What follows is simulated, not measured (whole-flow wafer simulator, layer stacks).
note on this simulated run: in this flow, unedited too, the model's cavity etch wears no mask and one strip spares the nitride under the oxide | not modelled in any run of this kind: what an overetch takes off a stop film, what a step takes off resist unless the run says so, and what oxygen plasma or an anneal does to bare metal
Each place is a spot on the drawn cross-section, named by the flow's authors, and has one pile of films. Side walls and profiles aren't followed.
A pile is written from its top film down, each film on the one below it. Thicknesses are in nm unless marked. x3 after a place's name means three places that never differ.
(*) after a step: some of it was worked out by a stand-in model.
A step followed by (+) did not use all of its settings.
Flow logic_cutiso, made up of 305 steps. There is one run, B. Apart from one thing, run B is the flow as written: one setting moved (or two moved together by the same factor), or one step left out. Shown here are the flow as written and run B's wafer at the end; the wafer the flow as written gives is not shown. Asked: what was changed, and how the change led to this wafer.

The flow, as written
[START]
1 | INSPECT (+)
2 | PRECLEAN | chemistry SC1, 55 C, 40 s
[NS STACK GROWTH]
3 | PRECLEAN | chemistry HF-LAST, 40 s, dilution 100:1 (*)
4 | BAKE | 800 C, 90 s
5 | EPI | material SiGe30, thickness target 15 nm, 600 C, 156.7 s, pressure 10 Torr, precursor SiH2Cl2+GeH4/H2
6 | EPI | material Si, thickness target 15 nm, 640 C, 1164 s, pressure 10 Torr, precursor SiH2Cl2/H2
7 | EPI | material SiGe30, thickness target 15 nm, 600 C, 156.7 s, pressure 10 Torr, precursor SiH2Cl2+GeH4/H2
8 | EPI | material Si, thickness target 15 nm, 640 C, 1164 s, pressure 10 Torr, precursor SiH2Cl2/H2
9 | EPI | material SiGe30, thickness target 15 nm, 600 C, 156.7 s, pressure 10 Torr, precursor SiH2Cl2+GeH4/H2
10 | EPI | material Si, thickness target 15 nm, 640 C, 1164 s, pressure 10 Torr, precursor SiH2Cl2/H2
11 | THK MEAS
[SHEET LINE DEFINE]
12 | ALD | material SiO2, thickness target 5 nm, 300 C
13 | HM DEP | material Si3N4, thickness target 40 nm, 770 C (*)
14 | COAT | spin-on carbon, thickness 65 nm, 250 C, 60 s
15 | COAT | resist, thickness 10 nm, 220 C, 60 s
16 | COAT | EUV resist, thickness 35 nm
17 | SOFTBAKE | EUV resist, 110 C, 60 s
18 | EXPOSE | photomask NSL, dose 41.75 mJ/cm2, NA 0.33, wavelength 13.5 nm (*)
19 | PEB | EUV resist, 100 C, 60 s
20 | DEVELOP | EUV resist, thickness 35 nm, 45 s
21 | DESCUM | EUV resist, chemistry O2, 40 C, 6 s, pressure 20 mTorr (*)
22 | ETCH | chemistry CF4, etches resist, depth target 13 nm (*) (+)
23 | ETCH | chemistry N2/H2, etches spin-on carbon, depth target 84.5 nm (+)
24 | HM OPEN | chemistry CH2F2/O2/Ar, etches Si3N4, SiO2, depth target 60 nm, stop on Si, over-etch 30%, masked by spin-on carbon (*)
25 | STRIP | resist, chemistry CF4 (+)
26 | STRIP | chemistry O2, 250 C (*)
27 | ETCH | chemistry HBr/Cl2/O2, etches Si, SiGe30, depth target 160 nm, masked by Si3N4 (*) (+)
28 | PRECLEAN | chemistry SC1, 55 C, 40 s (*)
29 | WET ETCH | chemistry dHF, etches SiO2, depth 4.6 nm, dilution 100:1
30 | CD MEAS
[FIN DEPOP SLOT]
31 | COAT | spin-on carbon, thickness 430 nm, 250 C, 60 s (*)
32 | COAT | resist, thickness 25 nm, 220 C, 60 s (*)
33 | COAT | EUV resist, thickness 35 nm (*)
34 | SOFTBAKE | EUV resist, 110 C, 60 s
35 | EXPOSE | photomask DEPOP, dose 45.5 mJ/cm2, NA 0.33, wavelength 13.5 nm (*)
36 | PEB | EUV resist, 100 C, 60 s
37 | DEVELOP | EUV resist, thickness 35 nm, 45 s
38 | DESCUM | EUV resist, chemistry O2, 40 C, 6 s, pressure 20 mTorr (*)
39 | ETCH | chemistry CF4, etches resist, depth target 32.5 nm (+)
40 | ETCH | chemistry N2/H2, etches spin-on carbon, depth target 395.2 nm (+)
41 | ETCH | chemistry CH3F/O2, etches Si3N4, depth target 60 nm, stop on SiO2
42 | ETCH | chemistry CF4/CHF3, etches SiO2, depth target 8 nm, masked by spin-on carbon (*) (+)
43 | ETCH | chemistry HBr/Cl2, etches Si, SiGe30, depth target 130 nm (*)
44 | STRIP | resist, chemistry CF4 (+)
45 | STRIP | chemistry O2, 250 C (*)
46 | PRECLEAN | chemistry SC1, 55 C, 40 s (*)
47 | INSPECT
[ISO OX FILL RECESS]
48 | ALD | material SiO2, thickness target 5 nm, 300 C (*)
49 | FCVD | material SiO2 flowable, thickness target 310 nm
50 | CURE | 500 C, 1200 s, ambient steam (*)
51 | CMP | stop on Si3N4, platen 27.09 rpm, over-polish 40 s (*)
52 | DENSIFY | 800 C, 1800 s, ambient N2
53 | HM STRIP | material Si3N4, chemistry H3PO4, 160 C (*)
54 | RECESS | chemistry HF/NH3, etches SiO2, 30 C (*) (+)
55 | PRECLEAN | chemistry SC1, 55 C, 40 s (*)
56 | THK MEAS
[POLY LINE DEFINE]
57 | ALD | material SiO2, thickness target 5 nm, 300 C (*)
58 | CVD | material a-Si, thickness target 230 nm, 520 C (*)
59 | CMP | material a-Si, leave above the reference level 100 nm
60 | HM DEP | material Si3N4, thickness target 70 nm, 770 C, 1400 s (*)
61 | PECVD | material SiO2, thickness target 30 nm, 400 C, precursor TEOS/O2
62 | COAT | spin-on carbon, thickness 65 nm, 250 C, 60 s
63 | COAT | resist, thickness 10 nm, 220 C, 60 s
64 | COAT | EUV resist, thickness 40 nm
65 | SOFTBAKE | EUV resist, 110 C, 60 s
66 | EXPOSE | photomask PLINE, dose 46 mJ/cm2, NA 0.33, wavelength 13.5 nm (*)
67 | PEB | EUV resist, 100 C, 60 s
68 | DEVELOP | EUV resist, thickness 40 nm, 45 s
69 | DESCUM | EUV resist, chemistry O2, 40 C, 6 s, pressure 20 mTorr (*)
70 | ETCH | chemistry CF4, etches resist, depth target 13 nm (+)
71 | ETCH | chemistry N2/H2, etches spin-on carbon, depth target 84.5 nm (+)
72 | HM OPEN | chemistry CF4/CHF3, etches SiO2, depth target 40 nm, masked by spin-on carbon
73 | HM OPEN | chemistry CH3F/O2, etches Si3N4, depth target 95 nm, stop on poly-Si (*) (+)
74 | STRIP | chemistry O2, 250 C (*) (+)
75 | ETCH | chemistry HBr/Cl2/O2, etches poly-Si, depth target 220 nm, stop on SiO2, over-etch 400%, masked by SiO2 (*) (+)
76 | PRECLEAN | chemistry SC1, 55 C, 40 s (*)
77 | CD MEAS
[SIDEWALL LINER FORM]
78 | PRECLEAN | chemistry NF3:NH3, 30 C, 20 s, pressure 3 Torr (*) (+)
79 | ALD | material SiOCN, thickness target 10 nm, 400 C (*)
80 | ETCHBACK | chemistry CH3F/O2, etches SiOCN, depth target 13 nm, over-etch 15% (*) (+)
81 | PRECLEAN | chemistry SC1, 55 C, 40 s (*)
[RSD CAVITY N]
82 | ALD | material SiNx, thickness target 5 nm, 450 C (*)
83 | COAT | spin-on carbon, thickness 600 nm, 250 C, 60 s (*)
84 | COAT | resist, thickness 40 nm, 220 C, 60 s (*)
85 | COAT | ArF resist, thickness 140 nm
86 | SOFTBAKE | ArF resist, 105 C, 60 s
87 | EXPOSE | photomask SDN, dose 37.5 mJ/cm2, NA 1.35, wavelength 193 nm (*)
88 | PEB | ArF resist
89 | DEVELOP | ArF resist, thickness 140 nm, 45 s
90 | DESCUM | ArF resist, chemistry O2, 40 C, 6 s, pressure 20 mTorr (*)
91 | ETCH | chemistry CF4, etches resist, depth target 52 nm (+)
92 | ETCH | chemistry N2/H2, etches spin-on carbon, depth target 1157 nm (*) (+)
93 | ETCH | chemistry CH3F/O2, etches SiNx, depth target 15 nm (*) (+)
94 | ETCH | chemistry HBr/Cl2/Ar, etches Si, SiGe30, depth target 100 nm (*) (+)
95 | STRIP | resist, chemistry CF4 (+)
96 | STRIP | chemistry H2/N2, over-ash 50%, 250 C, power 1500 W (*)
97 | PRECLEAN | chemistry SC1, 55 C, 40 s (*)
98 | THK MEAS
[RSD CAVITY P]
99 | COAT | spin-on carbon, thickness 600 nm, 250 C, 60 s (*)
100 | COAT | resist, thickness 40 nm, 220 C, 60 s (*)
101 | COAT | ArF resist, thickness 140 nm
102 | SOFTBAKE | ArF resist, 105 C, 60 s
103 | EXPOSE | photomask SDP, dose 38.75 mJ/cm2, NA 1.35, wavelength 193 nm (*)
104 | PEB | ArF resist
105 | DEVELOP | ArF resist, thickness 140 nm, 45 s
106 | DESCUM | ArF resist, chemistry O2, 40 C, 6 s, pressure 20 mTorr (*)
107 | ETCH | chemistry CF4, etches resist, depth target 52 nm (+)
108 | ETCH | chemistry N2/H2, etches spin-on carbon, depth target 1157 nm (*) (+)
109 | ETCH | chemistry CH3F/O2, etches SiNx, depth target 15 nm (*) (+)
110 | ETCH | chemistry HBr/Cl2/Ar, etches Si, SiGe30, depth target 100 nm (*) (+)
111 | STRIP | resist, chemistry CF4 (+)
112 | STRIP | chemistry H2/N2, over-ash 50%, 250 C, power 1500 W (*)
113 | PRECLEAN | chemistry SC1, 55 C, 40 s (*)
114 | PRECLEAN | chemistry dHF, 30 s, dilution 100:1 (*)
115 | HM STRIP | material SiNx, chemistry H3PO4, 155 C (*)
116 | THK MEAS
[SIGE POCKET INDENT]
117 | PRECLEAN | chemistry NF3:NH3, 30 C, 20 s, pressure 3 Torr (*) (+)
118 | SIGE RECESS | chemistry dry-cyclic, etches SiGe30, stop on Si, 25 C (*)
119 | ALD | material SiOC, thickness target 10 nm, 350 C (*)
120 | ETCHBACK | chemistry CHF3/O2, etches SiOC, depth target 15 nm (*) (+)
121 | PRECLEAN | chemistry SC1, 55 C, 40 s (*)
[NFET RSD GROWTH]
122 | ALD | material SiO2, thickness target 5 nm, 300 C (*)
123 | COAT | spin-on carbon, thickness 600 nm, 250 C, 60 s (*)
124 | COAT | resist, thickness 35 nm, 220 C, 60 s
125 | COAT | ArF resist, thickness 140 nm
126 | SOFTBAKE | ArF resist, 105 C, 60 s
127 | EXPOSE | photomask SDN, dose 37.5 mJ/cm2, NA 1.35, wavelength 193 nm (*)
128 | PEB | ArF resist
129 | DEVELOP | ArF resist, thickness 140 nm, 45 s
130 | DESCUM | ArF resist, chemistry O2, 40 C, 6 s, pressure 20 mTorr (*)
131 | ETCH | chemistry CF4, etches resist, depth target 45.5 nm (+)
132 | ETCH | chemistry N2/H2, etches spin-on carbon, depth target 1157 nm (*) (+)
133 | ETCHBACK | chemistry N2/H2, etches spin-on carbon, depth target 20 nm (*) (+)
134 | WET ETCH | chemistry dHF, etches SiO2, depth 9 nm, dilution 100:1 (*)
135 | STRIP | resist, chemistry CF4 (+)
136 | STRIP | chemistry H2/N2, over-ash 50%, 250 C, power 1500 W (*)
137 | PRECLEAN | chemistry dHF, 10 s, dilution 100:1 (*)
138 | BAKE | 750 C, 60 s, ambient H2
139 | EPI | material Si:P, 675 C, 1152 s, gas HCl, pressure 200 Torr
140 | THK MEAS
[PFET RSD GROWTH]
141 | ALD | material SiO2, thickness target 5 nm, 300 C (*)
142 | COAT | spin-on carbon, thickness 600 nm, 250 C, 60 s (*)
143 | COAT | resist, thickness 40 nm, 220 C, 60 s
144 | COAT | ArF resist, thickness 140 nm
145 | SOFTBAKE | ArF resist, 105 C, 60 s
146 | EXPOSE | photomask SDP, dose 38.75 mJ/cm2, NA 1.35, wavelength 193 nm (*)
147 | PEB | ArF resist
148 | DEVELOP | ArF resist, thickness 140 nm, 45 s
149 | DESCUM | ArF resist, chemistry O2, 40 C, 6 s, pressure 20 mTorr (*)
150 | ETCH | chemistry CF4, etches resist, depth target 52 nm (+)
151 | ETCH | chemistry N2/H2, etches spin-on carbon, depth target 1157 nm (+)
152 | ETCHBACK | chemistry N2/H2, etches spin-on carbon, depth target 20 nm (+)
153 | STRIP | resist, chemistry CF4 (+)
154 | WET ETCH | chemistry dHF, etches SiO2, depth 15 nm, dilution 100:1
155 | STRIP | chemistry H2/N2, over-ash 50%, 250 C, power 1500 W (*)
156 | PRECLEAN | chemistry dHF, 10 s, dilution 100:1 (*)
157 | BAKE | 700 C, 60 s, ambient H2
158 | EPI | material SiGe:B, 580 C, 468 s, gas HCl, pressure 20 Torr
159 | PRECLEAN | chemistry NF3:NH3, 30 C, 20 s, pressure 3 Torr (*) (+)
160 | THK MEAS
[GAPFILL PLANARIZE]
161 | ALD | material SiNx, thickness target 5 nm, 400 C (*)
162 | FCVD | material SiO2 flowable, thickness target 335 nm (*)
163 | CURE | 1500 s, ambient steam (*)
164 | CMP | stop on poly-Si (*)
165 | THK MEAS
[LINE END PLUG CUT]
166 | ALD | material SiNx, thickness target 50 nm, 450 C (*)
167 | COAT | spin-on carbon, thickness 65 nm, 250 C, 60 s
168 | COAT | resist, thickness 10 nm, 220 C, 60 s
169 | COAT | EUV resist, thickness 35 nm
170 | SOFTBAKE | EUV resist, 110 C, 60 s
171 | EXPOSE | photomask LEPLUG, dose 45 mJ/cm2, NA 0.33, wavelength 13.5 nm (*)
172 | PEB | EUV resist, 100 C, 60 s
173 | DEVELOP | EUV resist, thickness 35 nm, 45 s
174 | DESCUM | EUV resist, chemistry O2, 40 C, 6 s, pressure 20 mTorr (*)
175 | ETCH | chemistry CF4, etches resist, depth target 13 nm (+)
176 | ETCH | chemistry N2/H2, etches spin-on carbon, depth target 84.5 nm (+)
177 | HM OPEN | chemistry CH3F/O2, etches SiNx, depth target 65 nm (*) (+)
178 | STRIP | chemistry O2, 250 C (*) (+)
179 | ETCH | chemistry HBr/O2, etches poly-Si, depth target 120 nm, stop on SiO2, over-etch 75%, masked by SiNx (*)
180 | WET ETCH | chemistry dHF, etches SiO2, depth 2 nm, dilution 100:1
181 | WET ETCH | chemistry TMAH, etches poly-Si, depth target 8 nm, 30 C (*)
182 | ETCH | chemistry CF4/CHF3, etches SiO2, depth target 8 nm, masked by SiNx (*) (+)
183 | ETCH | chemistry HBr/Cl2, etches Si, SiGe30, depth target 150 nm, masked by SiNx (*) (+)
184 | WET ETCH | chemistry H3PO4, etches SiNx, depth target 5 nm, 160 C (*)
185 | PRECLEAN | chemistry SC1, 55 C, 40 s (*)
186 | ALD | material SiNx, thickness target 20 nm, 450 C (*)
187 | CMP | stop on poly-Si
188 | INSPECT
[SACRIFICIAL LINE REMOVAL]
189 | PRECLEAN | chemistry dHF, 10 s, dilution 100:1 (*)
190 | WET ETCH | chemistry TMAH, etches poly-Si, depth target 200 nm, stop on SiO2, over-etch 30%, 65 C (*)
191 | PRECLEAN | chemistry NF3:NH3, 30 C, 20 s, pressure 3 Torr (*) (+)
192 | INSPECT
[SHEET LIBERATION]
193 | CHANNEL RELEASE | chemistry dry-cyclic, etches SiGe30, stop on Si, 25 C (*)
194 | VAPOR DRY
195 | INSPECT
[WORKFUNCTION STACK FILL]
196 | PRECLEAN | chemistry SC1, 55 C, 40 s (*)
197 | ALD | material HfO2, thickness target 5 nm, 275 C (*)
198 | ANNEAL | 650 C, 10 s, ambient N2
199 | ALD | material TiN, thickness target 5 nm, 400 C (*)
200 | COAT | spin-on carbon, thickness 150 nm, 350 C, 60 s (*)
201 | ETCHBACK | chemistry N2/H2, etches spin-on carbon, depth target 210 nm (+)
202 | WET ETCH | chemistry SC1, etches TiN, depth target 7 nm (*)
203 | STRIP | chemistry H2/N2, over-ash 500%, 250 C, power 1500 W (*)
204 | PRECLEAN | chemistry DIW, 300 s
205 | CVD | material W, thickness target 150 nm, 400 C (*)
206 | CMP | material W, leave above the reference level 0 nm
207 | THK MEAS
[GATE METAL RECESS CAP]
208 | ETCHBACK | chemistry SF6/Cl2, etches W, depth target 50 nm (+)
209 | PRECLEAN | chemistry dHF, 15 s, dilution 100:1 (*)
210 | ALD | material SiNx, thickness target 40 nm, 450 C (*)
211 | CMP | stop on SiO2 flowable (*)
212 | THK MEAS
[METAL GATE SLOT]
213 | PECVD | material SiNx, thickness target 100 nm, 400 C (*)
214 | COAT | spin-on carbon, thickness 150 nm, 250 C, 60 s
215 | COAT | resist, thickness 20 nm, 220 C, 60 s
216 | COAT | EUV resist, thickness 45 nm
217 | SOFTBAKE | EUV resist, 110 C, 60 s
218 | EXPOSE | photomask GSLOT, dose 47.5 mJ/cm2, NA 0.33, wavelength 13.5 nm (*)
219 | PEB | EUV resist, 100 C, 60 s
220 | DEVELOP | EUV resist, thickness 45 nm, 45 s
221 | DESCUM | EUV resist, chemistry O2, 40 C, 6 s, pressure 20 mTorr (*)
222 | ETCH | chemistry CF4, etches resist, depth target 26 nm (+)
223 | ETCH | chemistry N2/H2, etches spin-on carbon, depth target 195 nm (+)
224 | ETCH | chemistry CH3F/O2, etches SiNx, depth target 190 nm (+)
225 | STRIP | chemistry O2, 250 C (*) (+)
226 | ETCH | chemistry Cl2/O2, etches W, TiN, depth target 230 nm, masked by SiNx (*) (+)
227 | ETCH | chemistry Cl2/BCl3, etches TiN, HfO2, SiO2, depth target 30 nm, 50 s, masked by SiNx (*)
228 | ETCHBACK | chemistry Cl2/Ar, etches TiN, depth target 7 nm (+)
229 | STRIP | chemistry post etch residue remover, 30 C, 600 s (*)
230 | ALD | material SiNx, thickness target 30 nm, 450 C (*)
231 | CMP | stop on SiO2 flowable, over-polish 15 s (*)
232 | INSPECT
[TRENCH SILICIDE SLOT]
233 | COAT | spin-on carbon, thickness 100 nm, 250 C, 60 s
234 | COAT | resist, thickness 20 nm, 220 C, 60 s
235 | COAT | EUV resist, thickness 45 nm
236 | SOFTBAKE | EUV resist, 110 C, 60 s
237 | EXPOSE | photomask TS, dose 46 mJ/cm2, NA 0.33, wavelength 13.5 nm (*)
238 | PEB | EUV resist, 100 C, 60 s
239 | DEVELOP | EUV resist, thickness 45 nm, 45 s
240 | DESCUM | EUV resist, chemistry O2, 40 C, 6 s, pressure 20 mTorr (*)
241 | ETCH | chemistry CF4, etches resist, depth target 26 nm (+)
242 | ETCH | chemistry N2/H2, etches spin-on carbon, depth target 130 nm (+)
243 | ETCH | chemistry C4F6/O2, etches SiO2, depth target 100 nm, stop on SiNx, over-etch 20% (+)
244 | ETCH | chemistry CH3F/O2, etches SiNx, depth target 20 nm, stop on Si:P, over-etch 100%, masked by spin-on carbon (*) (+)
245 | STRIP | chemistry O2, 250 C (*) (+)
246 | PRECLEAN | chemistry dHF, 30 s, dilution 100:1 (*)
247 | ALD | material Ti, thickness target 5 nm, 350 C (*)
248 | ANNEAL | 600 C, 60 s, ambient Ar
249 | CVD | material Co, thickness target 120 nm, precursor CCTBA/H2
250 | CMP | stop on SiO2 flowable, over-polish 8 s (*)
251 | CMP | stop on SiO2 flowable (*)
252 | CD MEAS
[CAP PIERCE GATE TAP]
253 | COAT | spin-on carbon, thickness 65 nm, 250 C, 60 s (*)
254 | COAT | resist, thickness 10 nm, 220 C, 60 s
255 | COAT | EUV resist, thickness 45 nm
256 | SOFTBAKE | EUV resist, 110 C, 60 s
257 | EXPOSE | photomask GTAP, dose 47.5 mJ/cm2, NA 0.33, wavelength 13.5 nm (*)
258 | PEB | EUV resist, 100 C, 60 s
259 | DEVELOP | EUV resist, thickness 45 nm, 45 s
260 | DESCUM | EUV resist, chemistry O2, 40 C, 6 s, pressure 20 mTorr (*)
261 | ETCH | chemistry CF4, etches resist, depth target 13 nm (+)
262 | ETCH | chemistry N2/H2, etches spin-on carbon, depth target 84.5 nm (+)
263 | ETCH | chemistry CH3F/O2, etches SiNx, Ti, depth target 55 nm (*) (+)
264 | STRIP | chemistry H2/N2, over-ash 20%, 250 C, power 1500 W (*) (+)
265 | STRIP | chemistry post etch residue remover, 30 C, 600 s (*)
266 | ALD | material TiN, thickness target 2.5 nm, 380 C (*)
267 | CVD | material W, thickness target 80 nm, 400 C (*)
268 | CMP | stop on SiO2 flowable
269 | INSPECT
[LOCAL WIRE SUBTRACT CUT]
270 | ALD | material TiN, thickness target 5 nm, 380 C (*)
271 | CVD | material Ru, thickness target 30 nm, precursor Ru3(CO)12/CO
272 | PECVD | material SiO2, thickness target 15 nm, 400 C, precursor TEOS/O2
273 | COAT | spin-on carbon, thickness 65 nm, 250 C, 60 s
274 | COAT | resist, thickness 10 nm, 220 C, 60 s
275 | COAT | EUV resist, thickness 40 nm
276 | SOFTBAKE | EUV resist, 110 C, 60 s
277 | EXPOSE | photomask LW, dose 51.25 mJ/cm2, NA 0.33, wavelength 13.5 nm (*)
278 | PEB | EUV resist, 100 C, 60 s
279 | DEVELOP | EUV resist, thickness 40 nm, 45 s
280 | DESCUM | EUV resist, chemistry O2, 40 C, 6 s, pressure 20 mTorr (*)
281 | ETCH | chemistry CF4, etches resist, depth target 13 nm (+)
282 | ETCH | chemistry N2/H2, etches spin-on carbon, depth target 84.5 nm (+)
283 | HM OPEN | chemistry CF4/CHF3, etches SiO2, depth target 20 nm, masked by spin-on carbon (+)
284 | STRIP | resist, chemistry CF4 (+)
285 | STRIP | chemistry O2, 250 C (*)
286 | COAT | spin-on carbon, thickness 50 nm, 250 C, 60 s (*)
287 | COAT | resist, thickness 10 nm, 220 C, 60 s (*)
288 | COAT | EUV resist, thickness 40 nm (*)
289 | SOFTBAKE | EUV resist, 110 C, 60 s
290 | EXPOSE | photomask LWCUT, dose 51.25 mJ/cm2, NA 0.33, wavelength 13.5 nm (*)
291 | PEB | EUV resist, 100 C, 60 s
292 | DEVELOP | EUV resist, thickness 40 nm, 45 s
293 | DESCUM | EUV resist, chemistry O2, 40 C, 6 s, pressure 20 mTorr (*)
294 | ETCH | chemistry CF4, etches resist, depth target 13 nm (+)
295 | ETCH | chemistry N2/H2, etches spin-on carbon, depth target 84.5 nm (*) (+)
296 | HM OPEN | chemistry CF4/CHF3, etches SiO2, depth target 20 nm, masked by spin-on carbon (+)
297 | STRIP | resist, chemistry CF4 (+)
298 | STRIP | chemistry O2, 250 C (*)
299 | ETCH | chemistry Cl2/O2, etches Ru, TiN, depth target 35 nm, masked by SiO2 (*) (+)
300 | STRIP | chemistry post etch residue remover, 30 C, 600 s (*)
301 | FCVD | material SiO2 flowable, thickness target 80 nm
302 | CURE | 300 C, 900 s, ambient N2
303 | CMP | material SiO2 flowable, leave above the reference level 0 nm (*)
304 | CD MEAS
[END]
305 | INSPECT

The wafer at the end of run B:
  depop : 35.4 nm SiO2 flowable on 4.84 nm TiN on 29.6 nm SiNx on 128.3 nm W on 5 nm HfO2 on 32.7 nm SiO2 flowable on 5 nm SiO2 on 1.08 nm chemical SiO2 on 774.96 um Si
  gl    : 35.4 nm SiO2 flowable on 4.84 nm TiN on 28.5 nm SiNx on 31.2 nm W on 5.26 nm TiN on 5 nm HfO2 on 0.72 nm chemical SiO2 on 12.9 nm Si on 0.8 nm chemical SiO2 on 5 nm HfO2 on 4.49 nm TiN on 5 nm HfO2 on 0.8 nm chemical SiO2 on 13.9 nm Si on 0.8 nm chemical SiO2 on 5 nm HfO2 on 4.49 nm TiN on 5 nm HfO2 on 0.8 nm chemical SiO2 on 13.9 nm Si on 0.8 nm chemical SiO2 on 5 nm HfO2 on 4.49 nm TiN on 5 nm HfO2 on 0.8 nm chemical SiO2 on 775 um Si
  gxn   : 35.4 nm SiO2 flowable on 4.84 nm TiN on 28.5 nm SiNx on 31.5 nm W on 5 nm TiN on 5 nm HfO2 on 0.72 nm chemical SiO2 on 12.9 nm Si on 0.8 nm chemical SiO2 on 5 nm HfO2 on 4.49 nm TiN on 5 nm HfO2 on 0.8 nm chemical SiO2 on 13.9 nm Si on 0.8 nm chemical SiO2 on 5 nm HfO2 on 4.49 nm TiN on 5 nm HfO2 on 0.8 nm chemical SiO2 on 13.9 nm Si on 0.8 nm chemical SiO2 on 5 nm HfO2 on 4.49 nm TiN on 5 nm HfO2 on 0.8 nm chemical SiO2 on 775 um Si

What caused this: step 271, CVD: thickness target 35.2 nm was run, whereas the flow has thickness target 30 nm.

Step by step, how the change led to this:
  271 | CVD | material Ru, thickness target 30 nm, precursor Ru3(CO)12/CO
      depop, dpovl, gfld and 19 more: Ru gains 35.2 (new film) (as written it would have been: Ru gains 30 (new film))
  299 | ETCH | chemistry Cl2/O2, etches Ru, TiN, depth target 35 nm, masked by SiO2 (*) (+)
      depop, dpovl, gfld and 14 more: Ru loses 34.8 (all of it), TiN loses 0.16 (as written it would have been: Ru loses 29.6 (all of it), TiN loses 5 (all of it))
      rsdw: Ru loses 34.8 (all of it), TiN loses 0.15 (as written it would have been: Ru loses 29.6 (all of it), TiN loses 5 (all of it))
  301 | FCVD | material SiO2 flowable, thickness target 80 nm
      iso, rsdx: SiO2 flowable gains 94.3 (new film) (as written it would have been: SiO2 flowable gains 94.2)
Taking metal films that touch as one body, depop has 2 bodies (between them, from the top down: SiNx 29.6); the flow as written gives 1 body.
Taking metal films that touch as one body, gl has 5 bodies (between them, from the top down: SiNx 28.5; HfO2 5 / chemical SiO2 0.72 / Si 12.9 / chemical SiO2 0.8 / HfO2 5; HfO2 5 / chemical SiO2 0.8 / Si 13.9 / chemical SiO2 0.8 / HfO2 5; HfO2 5 / chemical SiO2 0.8 / Si 13.9 / chemical SiO2 0.8 / HfO2 5); the flow as written gives 4 bodies (between them, from the top down: HfO2 5 / chemical SiO2 0.72 / Si 12.9 / chemical SiO2 0.8 / HfO2 5; HfO2 5 / chemical SiO2 0.8 / Si 13.9 / chemical SiO2 0.8 / HfO2 5; HfO2 5 / chemical SiO2 0.8 / Si 13.9 / chemical SiO2 0.8 / HfO2 5).
Taking metal films that touch as one body, gxn has 5 bodies (between them, from the top down: SiNx 28.5; HfO2 5 / chemical SiO2 0.72 / Si 12.9 / chemical SiO2 0.8 / HfO2 5; HfO2 5 / chemical SiO2 0.8 / Si 13.9 / chemical SiO2 0.8 / HfO2 5; HfO2 5 / chemical SiO2 0.8 / Si 13.9 / chemical SiO2 0.8 / HfO2 5); the flow as written gives 4 bodies (between them, from the top down: HfO2 5 / chemical SiO2 0.72 / Si 12.9 / chemical SiO2 0.8 / HfO2 5; HfO2 5 / chemical SiO2 0.8 / Si 13.9 / chemical SiO2 0.8 / HfO2 5; HfO2 5 / chemical SiO2 0.8 / Si 13.9 / chemical SiO2 0.8 / HfO2 5).
